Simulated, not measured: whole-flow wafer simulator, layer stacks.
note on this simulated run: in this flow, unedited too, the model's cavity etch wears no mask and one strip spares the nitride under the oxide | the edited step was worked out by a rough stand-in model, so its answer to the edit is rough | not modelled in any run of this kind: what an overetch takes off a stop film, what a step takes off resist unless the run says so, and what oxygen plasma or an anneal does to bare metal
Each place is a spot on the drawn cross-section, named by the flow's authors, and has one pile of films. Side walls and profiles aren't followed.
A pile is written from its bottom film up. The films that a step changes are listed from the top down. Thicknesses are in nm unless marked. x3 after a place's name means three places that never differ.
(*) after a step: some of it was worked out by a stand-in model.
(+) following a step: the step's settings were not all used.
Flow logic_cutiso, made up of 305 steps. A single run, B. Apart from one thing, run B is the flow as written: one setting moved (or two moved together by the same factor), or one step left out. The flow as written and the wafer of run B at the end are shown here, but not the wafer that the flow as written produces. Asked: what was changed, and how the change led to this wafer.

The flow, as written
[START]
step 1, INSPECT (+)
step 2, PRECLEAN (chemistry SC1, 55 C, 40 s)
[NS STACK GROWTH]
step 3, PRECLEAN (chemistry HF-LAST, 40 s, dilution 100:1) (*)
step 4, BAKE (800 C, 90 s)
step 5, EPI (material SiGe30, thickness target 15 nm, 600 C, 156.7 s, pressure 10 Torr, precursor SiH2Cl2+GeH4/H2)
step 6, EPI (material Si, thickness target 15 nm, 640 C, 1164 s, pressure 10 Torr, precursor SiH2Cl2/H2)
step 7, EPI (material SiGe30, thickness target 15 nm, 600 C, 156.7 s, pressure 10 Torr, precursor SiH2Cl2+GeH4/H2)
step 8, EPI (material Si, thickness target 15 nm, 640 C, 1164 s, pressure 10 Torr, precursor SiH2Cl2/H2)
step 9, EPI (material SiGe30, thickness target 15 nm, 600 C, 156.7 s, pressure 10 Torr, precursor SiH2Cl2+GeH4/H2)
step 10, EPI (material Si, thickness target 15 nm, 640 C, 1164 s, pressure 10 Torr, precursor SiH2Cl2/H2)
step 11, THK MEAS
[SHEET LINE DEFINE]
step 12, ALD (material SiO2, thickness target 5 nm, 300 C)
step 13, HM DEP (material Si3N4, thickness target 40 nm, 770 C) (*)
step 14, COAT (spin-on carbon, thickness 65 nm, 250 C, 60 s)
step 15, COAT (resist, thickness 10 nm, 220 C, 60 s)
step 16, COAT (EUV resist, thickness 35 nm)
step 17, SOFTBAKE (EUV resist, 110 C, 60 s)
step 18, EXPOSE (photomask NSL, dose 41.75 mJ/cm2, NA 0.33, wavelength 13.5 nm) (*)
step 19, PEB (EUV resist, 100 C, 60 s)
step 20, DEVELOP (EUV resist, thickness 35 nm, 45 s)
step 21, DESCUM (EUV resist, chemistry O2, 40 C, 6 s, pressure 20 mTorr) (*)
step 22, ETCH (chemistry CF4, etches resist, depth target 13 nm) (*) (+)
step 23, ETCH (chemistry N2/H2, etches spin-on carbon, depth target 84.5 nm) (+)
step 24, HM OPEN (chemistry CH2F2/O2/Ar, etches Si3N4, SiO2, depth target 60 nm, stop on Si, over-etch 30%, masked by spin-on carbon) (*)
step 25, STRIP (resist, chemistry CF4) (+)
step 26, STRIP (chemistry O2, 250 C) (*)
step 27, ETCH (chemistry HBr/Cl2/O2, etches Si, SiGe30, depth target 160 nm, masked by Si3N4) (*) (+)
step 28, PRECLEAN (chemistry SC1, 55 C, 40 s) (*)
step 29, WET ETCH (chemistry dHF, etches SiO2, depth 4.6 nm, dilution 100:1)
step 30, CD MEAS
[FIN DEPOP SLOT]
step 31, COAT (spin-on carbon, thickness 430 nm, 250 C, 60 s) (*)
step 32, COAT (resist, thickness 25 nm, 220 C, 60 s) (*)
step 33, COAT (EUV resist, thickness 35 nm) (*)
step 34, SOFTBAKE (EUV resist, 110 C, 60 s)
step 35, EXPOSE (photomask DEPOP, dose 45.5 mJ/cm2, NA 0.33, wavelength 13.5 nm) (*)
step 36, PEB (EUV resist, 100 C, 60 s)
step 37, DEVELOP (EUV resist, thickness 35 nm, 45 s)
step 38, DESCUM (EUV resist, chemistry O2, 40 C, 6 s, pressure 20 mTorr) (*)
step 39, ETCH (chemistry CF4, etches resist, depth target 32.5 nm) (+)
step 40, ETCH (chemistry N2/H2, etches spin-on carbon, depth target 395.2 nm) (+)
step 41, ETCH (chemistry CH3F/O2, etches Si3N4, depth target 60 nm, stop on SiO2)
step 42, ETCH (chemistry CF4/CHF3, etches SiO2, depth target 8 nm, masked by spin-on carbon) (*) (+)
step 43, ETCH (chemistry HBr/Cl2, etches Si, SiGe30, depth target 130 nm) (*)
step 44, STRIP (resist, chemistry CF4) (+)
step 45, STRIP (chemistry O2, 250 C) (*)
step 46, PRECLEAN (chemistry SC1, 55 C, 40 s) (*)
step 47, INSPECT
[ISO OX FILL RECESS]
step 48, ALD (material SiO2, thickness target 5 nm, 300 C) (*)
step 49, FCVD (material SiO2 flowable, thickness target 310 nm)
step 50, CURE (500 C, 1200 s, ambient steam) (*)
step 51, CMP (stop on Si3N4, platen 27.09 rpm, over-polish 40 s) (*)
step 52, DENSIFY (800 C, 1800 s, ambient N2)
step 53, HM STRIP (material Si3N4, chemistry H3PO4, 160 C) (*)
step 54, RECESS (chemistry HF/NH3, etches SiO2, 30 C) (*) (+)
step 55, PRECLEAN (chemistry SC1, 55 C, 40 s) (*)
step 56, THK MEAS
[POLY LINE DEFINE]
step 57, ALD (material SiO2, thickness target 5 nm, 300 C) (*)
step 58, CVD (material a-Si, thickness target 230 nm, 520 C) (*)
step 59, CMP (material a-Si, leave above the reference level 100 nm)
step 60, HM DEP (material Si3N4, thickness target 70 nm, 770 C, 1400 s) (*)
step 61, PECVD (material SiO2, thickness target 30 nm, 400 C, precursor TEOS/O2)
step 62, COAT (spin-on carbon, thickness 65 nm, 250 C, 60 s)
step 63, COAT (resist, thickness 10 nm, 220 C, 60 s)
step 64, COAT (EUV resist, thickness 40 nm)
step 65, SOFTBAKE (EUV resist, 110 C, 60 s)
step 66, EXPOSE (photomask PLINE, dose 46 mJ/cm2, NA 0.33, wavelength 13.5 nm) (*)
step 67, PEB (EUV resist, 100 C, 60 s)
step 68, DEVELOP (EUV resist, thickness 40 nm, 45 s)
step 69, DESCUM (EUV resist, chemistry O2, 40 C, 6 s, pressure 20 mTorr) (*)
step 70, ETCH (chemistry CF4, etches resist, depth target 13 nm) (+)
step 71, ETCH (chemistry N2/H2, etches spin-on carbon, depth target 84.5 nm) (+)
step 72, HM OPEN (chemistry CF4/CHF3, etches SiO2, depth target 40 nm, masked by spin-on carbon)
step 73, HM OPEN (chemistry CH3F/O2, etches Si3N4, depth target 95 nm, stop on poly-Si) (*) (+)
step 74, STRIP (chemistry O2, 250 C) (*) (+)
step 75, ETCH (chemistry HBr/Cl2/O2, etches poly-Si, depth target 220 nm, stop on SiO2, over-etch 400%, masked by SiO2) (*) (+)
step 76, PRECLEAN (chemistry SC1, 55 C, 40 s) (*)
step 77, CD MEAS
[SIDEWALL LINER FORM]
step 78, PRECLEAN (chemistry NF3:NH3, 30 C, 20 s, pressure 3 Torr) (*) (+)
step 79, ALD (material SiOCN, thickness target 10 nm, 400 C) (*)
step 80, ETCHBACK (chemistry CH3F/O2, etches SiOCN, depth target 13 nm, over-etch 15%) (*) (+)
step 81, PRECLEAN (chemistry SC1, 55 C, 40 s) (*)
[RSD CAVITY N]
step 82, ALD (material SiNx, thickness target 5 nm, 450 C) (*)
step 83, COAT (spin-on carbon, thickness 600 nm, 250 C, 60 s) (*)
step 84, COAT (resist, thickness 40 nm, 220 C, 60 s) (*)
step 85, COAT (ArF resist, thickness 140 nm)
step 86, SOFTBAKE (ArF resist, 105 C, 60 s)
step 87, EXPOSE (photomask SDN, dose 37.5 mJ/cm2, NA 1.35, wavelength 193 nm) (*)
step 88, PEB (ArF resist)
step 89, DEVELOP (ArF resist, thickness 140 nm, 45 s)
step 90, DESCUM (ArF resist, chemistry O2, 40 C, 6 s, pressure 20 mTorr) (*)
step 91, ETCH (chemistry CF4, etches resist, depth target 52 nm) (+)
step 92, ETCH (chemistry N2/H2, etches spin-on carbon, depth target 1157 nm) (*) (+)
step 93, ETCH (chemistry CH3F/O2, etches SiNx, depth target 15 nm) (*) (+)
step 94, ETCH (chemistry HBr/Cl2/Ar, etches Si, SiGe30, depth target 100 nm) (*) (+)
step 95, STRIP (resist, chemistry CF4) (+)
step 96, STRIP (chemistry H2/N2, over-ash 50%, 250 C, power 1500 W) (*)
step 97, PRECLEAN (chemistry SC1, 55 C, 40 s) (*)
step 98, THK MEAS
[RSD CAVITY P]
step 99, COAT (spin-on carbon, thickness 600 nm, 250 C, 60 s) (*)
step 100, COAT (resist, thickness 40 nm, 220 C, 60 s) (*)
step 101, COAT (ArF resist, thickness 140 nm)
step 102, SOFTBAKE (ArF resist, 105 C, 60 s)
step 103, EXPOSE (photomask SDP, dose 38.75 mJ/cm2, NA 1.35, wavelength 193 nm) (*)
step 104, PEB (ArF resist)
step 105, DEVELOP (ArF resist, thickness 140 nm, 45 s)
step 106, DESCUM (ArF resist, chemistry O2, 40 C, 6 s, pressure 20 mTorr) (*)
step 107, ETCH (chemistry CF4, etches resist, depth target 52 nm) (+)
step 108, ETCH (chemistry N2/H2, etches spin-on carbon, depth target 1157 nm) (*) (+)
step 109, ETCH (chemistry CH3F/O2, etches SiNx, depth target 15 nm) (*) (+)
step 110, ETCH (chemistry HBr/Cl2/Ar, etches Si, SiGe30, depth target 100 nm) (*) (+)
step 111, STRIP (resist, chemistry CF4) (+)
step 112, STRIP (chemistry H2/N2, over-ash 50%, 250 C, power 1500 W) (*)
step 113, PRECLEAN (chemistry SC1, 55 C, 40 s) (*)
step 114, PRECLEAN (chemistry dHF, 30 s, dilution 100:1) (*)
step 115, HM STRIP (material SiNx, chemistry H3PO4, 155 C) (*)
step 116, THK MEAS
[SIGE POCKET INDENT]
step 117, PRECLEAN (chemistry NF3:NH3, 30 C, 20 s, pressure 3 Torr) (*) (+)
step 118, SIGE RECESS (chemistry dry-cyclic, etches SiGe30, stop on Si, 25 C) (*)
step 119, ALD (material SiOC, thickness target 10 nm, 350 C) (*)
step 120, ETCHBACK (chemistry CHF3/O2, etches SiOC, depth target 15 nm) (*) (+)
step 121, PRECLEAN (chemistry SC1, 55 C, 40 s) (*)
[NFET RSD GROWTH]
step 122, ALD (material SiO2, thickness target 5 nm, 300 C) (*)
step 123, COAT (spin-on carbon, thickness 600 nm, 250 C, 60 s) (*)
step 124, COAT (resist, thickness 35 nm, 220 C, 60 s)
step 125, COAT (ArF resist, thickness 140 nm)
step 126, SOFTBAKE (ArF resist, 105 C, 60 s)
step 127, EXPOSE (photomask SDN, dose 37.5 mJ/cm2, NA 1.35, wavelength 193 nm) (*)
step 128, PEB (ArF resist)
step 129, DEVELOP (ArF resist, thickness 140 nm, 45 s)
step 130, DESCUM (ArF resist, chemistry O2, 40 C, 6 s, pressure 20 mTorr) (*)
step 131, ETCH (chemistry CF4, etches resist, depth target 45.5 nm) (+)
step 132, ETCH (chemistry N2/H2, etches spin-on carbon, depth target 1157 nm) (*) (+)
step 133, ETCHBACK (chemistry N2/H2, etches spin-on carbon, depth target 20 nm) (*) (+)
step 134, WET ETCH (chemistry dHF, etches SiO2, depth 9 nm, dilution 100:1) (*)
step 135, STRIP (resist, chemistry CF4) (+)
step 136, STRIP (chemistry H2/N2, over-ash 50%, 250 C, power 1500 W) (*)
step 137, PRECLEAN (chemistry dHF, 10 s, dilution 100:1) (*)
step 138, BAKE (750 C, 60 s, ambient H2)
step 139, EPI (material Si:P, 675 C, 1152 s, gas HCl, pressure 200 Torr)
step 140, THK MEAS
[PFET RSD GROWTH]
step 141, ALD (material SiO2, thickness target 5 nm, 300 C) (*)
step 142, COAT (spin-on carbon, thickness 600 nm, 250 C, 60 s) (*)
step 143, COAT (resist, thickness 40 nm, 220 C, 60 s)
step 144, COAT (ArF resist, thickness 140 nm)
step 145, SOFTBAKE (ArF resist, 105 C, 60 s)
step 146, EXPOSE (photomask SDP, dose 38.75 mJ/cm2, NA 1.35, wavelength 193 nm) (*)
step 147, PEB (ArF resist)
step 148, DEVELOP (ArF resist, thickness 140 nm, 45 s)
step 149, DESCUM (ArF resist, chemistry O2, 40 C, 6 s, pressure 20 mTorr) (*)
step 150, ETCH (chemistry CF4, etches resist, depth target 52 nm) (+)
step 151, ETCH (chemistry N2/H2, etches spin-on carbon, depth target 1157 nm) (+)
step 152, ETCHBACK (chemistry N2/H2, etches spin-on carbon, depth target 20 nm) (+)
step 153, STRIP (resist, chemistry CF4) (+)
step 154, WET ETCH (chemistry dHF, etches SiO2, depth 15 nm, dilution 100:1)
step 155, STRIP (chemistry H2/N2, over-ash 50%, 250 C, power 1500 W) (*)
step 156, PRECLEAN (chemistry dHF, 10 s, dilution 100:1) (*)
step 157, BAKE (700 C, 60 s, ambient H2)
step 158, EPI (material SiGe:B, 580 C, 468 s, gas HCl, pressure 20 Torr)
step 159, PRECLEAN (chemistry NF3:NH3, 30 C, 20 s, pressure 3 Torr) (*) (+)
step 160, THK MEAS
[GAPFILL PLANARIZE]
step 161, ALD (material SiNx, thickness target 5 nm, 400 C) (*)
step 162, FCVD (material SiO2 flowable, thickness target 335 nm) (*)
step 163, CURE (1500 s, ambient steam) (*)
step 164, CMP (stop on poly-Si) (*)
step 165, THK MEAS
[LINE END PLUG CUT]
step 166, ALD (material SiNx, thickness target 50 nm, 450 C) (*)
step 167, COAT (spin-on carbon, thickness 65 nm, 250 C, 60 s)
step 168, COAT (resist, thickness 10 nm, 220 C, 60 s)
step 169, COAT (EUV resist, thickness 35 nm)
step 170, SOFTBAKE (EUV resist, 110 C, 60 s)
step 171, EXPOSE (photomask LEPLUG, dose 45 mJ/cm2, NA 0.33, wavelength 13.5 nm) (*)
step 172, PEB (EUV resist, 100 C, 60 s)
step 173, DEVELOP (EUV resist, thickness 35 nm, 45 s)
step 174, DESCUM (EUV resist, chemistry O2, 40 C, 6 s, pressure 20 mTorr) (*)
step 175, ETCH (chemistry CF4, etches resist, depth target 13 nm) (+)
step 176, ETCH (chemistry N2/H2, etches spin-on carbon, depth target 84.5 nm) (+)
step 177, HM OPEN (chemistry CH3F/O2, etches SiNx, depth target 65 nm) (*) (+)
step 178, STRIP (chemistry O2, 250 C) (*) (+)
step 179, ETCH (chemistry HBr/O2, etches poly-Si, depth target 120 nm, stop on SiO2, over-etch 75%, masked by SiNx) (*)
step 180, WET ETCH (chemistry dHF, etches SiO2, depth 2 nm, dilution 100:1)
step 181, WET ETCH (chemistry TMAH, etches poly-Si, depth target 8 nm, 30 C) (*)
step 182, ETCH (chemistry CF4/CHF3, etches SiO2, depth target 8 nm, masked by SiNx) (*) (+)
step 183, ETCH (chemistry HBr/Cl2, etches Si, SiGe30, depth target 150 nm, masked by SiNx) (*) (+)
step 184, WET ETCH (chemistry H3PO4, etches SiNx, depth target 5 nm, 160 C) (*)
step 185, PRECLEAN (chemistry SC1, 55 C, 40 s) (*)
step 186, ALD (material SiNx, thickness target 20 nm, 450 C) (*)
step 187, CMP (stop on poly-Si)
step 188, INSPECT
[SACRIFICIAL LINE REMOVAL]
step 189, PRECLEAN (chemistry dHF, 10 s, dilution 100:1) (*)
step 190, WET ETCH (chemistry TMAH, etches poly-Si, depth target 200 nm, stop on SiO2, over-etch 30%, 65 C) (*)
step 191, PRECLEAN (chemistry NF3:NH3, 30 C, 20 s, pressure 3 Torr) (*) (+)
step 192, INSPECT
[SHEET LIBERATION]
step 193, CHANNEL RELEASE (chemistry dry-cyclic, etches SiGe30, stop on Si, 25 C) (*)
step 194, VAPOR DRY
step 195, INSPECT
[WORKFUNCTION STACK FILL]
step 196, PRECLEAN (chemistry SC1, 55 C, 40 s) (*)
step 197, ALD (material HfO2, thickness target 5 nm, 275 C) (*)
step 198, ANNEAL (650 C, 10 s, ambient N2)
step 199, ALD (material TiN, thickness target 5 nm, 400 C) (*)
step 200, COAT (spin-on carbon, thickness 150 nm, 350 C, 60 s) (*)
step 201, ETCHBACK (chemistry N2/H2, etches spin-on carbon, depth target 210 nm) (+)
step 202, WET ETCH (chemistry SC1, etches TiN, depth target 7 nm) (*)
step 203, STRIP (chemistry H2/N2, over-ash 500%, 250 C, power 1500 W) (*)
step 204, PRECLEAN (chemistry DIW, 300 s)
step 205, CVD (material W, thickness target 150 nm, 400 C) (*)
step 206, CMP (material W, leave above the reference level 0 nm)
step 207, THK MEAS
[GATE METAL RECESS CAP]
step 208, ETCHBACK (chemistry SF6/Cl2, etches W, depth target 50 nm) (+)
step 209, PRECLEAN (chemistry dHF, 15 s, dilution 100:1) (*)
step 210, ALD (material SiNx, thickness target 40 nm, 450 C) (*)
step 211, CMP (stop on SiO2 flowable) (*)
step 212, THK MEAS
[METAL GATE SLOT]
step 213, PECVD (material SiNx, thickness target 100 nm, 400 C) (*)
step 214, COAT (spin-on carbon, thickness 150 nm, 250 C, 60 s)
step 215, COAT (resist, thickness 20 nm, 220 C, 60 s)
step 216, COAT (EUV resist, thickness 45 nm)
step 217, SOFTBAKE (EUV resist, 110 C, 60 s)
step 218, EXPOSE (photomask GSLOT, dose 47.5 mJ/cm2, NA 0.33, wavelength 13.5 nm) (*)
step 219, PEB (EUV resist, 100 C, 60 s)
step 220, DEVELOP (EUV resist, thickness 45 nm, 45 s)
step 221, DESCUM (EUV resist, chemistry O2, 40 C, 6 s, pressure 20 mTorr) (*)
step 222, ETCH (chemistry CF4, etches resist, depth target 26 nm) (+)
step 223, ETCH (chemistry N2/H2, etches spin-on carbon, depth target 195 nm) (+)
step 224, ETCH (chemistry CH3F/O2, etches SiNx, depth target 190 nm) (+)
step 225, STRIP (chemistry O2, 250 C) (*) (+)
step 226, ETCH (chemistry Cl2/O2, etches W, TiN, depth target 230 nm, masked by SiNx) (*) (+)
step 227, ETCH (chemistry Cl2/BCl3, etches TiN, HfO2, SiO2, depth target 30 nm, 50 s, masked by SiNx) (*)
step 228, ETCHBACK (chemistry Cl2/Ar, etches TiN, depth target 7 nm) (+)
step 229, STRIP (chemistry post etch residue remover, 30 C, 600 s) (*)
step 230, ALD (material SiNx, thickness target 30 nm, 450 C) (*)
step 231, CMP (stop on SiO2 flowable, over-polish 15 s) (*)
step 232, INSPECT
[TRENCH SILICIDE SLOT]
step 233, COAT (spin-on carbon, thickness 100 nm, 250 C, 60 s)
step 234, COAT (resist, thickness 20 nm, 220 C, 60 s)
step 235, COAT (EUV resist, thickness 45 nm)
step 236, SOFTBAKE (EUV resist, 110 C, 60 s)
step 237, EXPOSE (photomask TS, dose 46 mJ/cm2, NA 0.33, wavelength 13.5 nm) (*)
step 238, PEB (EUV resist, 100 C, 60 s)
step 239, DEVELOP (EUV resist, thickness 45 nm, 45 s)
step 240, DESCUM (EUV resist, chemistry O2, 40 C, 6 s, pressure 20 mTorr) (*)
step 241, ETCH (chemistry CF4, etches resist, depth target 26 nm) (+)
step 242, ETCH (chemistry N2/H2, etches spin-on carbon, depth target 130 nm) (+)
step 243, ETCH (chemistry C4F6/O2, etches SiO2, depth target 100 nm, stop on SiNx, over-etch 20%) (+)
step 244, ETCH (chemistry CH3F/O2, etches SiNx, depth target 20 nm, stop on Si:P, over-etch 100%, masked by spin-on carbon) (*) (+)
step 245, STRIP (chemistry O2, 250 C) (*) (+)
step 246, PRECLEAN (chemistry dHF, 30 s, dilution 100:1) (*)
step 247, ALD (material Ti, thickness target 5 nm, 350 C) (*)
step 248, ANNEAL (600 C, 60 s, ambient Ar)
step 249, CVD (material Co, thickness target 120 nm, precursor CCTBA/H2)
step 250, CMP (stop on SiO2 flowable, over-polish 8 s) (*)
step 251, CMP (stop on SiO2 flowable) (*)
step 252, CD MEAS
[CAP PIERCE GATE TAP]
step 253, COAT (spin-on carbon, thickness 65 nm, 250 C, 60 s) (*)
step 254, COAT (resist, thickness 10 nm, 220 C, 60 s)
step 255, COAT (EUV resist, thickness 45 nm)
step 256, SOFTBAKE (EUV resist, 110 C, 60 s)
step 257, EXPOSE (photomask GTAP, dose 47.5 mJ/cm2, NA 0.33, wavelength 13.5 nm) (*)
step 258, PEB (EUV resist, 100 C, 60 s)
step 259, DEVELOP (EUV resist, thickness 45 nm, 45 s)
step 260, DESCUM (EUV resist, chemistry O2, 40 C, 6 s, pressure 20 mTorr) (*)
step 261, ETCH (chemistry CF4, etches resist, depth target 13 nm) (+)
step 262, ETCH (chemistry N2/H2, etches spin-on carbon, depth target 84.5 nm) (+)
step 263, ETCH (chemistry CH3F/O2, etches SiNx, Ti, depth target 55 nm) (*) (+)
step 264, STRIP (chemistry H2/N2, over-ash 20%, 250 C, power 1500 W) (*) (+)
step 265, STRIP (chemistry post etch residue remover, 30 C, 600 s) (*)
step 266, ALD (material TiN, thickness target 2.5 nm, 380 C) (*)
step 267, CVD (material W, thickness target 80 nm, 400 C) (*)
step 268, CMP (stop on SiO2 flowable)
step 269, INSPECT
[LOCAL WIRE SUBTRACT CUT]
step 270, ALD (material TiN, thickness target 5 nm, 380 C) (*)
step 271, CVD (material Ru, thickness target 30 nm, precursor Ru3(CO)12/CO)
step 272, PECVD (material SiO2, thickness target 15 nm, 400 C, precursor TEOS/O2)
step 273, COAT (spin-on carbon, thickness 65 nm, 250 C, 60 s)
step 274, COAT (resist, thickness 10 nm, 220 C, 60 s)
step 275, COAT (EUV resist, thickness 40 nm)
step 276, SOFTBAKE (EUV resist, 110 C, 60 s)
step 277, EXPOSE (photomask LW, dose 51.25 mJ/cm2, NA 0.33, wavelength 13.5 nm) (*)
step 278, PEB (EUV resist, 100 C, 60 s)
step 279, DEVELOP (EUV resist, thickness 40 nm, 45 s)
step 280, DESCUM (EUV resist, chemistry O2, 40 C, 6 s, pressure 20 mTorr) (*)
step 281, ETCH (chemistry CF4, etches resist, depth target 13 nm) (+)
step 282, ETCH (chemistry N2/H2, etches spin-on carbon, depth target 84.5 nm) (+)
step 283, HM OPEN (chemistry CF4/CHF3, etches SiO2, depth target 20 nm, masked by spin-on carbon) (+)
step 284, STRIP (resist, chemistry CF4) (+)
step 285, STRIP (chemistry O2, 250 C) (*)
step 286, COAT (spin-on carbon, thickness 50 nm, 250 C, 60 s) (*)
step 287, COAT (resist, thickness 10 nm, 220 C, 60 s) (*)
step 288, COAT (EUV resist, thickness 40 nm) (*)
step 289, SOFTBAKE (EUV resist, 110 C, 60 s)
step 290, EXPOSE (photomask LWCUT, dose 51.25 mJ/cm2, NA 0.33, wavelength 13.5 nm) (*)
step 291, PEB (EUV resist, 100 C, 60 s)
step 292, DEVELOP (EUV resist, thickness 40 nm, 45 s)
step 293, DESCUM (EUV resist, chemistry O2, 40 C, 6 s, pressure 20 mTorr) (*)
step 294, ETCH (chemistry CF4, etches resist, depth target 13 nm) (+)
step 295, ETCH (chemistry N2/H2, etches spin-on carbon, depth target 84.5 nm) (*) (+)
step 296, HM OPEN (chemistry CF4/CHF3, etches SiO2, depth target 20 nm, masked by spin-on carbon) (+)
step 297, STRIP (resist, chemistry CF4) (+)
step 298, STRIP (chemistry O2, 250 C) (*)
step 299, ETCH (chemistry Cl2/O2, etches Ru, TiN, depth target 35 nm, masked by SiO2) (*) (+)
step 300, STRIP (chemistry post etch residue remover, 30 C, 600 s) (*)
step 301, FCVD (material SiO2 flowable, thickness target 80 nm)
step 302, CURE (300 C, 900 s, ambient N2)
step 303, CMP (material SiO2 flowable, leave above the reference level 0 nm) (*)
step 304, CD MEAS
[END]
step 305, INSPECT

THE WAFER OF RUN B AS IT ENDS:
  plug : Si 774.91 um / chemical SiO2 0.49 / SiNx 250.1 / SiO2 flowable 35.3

What caused this: step 183, ETCH: depth target 180 nm was run, whereas the flow has depth target 150 nm.

The path from the change to this, step by step:
  step 183, ETCH (chemistry HBr/Cl2, etches Si, SiGe30, depth target 150 nm, masked by SiNx) (*) (+)
      depop, dpovl, gfld and 18 more: -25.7 SiNx (in the flow as written it would be: -21.4 SiNx)
      plug: -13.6 Si (all of it), -15 SiGe30 (all of it), -15 Si (all of it), -15 SiGe30 (all of it), -15 Si (all of it), -15 SiGe30 (all of it), -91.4 Si (in the flow as written it would be: -13.6 Si (all of it), -15 SiGe30 (all of it), -15 Si (all of it), -15 SiGe30 (all of it), -15 Si (all of it), -15 SiGe30 (all of it), -61.4 Si)
  step 186, ALD (material SiNx, thickness target 20 nm, 450 C) (*)
      plug: +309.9 SiNx (new film) (in the flow as written it would be: +284.2 SiNx (new film))
  step 187, CMP (stop on poly-Si)
      depop, dpovl, gfld and 18 more: -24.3 SiNx (all of it) (in the flow as written it would be: -28.6 SiNx (all of it))
      plug: -24.3 SiNx (in the flow as written it would be: -28.6 SiNx)
